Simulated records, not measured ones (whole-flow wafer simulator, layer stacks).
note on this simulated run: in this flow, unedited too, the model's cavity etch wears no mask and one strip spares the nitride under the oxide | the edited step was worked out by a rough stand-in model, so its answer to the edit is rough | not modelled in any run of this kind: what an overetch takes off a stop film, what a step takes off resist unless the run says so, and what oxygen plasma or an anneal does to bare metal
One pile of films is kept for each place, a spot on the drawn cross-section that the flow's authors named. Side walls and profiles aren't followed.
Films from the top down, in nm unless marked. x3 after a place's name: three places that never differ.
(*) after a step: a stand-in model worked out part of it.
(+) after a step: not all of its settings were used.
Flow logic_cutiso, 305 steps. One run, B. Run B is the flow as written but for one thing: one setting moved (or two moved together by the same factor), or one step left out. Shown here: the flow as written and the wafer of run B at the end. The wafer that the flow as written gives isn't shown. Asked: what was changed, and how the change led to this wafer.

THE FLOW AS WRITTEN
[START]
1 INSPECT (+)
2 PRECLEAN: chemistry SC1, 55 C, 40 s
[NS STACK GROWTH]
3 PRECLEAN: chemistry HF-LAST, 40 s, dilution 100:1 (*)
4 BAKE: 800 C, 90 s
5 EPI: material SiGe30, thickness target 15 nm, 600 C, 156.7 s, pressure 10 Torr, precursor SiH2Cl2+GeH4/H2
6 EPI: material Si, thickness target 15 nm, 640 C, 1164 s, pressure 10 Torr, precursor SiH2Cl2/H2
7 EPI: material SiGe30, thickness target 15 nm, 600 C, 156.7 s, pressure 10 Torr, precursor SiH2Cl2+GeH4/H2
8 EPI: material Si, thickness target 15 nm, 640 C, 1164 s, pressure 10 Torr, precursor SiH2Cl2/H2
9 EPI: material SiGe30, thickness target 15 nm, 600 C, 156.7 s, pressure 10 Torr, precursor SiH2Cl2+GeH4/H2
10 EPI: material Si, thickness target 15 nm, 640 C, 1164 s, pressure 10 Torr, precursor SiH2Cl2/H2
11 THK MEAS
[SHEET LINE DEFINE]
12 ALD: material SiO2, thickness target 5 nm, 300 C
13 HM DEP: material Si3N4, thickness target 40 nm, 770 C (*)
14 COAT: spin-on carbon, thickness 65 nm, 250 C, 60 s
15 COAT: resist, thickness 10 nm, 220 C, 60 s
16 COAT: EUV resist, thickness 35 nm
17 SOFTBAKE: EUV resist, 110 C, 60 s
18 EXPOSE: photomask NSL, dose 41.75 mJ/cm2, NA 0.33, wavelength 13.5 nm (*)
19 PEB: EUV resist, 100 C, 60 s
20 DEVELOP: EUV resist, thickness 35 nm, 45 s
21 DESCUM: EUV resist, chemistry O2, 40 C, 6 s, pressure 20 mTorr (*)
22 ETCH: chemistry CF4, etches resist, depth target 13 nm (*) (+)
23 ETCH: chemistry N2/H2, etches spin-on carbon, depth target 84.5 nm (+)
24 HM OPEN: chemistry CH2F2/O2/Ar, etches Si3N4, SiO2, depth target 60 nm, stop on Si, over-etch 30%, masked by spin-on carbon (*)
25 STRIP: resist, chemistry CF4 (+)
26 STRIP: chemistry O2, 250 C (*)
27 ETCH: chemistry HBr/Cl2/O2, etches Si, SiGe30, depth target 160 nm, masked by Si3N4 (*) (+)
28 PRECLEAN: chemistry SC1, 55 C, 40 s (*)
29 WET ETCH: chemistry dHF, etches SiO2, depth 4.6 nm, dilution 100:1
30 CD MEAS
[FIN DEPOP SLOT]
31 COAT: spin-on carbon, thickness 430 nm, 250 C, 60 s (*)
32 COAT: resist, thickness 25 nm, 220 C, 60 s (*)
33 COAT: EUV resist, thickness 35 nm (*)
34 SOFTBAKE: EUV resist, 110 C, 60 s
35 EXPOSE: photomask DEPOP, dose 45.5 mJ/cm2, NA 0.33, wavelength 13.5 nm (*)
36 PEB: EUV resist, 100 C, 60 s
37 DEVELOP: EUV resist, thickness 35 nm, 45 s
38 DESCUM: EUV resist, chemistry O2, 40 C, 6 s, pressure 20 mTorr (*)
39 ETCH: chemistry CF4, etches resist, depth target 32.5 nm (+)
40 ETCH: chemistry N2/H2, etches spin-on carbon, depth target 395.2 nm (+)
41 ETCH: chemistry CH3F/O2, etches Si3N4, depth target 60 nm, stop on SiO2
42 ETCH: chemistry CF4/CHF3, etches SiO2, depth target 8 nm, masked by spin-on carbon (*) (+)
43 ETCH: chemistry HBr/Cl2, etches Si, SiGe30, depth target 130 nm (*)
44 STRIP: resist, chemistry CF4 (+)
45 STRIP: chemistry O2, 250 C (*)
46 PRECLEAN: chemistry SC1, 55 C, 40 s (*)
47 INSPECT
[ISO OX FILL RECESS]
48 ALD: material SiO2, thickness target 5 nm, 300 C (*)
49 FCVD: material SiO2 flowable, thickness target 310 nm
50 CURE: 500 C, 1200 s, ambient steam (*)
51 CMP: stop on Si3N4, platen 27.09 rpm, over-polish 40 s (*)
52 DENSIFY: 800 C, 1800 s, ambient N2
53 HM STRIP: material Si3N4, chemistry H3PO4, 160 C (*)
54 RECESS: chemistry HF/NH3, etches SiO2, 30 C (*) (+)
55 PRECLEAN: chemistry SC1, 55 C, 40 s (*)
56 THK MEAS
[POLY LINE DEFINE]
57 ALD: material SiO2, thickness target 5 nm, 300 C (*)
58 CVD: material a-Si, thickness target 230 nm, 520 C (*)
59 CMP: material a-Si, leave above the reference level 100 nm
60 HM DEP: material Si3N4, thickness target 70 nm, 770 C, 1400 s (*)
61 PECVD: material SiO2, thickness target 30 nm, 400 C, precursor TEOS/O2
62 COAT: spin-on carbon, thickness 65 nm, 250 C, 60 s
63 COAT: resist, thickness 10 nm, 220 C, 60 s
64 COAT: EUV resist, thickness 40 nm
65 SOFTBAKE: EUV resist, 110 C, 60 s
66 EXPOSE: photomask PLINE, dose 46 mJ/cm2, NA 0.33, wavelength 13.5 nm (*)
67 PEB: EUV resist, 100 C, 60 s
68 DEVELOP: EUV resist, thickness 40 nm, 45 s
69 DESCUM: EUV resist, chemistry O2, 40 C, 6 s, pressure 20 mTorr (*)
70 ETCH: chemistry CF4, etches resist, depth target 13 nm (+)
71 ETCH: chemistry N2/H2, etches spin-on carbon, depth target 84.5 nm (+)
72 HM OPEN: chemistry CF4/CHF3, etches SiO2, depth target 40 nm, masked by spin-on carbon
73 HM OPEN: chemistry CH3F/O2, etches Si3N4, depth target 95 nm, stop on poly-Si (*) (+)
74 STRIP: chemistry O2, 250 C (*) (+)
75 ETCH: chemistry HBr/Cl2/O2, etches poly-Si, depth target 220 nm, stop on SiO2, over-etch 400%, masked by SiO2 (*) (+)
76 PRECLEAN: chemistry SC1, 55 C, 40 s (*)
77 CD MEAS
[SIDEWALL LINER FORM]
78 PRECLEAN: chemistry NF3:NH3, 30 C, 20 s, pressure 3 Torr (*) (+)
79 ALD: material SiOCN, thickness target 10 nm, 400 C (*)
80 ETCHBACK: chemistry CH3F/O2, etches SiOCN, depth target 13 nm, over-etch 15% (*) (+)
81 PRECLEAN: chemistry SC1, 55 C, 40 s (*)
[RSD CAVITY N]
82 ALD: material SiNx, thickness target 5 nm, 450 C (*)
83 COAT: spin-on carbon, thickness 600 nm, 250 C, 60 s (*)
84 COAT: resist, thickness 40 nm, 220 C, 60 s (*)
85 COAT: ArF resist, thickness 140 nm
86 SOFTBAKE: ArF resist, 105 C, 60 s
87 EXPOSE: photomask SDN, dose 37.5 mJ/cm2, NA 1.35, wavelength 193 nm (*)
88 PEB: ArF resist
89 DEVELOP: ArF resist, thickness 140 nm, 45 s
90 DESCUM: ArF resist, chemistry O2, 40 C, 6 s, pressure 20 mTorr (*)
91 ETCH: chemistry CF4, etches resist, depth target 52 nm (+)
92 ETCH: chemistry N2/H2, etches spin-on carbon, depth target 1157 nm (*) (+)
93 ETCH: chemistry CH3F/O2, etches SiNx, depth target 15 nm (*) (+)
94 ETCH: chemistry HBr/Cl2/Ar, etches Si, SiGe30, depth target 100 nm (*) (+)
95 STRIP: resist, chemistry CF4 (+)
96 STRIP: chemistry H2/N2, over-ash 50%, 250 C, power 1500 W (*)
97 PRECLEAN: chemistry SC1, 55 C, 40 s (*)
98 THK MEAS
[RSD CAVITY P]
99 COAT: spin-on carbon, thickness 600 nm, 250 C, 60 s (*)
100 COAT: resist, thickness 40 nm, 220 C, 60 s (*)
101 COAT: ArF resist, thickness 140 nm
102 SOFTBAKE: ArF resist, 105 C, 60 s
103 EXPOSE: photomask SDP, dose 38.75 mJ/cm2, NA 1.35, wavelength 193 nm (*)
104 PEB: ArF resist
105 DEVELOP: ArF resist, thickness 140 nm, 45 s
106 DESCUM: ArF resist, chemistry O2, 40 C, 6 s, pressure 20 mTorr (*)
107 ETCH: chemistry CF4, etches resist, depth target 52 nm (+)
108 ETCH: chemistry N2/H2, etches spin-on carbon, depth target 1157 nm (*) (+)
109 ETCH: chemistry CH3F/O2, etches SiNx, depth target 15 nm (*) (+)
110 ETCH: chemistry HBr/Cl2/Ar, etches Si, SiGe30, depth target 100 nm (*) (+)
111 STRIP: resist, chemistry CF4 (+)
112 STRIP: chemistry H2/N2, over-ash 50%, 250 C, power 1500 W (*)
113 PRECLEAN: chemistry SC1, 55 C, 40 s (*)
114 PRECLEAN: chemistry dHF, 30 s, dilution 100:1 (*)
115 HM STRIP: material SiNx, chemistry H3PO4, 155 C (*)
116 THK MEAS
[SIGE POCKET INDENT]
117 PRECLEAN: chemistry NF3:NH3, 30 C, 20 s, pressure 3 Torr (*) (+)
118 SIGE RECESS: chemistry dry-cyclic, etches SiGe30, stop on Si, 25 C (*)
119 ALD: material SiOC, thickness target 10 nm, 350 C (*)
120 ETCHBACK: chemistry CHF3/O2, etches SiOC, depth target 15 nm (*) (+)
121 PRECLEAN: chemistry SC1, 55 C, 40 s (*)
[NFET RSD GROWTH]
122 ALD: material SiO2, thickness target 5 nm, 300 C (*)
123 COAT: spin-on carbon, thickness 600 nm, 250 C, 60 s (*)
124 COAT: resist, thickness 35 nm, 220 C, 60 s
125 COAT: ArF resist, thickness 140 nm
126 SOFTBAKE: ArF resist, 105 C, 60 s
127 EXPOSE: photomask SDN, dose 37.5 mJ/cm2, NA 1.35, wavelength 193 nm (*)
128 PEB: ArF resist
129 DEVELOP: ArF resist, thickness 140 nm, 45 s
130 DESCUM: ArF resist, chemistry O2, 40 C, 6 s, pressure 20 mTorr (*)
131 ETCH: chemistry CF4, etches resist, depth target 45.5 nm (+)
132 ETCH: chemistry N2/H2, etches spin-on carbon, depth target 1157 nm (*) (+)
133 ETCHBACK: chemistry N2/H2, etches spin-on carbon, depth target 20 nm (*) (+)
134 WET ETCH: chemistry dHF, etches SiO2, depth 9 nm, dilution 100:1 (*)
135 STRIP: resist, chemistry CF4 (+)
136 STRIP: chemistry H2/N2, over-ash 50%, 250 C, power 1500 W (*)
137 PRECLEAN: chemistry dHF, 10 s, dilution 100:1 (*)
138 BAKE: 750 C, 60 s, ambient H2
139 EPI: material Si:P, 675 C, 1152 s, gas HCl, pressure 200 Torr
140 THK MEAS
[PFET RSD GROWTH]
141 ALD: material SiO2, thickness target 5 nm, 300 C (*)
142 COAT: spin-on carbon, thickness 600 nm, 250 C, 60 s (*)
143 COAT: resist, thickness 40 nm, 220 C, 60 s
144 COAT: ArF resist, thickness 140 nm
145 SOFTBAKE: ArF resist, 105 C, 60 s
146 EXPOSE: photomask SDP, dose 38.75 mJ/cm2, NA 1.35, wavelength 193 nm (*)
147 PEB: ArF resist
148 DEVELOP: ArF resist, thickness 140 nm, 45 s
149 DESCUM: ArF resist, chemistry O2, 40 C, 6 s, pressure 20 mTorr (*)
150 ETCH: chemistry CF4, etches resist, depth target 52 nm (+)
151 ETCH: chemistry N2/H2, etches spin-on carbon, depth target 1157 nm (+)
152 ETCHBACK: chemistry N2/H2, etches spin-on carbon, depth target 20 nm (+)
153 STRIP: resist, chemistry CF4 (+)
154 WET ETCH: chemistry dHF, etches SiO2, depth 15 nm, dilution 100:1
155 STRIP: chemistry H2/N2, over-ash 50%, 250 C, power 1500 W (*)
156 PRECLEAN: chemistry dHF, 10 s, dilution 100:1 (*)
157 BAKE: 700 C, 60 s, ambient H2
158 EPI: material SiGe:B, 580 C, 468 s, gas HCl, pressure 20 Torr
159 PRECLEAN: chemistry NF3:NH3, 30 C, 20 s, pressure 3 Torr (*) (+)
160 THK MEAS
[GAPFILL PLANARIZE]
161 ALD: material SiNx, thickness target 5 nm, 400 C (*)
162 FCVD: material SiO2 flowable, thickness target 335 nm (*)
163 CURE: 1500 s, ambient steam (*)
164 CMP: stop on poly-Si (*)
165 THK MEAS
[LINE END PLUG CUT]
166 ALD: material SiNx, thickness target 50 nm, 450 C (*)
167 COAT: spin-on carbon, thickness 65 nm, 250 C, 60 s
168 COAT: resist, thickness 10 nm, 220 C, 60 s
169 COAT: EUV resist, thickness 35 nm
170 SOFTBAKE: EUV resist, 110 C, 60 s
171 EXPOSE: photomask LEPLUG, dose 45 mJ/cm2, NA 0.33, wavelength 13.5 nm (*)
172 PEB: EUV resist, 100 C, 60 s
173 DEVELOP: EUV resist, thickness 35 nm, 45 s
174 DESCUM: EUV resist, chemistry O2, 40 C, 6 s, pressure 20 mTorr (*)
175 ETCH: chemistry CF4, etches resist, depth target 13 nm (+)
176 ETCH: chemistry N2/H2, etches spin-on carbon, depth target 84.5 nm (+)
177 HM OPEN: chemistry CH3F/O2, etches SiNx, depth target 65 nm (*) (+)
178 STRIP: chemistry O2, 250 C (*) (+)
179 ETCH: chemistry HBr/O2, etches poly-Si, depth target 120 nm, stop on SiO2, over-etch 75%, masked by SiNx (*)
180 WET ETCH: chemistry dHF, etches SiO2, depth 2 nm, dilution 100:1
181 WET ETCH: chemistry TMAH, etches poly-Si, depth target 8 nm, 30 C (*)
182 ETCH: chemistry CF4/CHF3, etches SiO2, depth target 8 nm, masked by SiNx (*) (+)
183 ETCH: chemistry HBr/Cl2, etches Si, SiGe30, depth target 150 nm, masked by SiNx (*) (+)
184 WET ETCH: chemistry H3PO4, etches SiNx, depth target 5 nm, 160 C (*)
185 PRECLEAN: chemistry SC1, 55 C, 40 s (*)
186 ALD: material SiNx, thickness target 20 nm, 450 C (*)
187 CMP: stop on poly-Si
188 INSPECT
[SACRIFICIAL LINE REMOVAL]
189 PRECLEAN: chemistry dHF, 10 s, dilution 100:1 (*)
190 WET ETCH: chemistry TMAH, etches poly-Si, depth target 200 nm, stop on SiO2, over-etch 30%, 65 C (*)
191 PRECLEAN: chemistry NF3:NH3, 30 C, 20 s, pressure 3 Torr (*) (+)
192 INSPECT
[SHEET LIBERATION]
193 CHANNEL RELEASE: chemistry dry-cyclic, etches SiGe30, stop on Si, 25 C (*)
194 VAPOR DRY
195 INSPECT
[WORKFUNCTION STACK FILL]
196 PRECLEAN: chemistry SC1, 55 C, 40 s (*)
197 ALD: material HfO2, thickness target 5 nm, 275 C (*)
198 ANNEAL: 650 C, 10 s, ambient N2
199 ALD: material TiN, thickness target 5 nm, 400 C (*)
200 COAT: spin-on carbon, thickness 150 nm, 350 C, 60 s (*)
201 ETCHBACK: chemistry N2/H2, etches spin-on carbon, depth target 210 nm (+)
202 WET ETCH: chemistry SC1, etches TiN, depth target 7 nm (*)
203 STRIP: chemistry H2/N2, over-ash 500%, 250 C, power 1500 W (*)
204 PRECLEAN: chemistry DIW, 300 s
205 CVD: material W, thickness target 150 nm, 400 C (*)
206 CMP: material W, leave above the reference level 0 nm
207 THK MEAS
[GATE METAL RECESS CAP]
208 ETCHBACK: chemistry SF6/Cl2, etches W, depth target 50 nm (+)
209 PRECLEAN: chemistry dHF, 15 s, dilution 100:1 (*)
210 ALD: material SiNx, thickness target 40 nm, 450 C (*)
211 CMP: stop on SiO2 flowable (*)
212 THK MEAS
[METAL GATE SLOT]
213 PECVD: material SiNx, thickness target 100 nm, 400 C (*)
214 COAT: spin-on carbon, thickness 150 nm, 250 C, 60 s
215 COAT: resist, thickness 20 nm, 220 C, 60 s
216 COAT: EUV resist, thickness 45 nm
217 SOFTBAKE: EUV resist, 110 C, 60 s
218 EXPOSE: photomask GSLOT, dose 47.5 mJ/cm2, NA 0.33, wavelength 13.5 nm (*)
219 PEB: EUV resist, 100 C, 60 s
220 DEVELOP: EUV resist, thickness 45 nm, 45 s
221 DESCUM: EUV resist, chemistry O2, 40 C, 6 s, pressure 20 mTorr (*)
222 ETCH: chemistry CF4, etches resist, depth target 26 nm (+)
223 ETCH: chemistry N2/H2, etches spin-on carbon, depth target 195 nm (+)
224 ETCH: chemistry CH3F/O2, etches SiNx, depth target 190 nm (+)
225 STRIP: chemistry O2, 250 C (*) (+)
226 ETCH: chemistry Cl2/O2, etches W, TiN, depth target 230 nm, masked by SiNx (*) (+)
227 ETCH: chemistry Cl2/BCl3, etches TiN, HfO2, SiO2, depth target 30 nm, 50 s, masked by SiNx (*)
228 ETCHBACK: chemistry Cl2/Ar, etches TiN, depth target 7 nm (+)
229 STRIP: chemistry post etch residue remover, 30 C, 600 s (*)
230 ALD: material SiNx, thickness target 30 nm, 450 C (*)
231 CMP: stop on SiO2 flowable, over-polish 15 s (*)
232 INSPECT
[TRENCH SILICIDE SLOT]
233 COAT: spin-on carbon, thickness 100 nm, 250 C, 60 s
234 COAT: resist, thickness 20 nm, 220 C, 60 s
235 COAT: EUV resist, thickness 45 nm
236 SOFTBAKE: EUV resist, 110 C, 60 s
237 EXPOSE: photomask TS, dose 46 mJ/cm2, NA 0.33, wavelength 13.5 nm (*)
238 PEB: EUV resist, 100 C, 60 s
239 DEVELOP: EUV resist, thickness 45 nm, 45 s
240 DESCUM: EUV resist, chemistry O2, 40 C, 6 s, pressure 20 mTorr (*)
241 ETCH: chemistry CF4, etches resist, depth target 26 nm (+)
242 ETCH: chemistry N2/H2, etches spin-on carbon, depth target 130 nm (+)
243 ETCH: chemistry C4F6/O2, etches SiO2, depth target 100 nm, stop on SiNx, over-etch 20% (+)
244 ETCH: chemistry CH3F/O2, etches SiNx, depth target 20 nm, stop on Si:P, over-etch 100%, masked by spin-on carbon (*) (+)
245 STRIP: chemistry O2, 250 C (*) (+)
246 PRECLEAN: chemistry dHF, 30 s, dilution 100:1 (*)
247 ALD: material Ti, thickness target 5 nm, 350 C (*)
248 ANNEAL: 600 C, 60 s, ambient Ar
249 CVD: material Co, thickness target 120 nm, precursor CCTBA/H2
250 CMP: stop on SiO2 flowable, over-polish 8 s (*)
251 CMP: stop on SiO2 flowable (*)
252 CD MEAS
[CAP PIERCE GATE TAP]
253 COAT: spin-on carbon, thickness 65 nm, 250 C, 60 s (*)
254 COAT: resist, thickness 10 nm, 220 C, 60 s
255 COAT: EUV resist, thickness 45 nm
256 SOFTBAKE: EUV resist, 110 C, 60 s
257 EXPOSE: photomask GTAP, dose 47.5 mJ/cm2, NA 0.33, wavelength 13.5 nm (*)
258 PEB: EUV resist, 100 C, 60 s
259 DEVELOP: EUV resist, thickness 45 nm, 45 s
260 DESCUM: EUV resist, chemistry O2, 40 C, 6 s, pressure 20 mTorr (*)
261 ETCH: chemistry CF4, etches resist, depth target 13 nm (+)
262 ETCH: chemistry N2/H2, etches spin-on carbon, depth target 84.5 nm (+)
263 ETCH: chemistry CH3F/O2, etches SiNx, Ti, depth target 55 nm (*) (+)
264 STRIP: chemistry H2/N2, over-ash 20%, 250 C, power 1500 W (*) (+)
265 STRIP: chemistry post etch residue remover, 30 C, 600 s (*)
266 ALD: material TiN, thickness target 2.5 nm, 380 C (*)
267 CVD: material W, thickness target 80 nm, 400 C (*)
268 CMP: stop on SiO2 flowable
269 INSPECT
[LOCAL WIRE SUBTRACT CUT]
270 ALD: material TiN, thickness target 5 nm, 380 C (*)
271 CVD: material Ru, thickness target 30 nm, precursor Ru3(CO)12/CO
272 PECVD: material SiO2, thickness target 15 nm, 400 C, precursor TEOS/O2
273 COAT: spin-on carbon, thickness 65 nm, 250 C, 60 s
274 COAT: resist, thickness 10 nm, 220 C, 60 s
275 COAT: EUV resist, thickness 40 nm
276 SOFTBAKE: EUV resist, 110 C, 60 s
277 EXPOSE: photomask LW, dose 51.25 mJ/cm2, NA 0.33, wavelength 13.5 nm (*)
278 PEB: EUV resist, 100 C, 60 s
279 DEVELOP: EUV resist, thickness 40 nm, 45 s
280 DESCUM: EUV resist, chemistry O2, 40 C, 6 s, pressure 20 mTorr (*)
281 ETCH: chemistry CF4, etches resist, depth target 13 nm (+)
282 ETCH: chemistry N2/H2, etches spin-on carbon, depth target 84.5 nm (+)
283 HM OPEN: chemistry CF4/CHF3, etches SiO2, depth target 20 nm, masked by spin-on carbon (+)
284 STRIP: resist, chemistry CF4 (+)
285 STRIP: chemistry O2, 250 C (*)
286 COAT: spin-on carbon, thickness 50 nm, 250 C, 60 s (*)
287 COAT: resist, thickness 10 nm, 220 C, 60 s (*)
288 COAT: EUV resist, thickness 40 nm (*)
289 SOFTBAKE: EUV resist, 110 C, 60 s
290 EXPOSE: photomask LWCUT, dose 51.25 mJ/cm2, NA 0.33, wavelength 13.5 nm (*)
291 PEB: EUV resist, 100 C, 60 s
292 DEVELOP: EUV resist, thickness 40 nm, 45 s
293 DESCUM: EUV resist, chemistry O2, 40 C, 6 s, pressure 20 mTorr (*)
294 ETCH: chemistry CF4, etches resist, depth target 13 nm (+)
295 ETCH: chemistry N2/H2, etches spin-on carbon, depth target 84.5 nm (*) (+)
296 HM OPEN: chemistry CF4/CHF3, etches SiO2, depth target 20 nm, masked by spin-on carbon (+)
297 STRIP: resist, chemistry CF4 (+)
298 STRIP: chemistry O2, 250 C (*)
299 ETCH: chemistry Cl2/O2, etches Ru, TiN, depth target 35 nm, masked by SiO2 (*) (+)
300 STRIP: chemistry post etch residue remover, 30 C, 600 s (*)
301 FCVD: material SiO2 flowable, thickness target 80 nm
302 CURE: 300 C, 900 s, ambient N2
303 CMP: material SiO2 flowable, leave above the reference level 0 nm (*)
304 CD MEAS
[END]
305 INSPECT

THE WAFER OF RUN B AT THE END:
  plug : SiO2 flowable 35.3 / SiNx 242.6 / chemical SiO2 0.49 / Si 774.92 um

The cause: step 183, ETCH: depth target 172.5 nm was run, where the flow has depth target 150 nm.

How the change led to this, step by step:
  183 ETCH: chemistry HBr/Cl2, etches Si, SiGe30, depth target 150 nm, masked by SiNx (*) (+)
      depop, dpovl, gfld and 18 more: SiNx -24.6 (as written it would be: SiNx -21.4)
      plug: Si -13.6 (all of it), SiGe30 -15 (all of it), Si -15 (all of it), SiGe30 -15 (all of it), Si -15 (all of it), SiGe30 -15 (all of it), Si -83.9 (as written it would be: Si -13.6 (all of it), SiGe30 -15 (all of it), Si -15 (all of it), SiGe30 -15 (all of it), Si -15 (all of it), SiGe30 -15 (all of it), Si -61.4)
  186 ALD: material SiNx, thickness target 20 nm, 450 C (*)
      plug: SiNx +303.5 (new film) (as written it would be: SiNx +284.2 (new film))
  187 CMP: stop on poly-Si
      depop, dpovl, gfld and 18 more: SiNx -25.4 (all of it) (as written it would be: SiNx -28.6 (all of it))
      plug: SiNx -25.4 (as written it would be: SiNx -28.6)
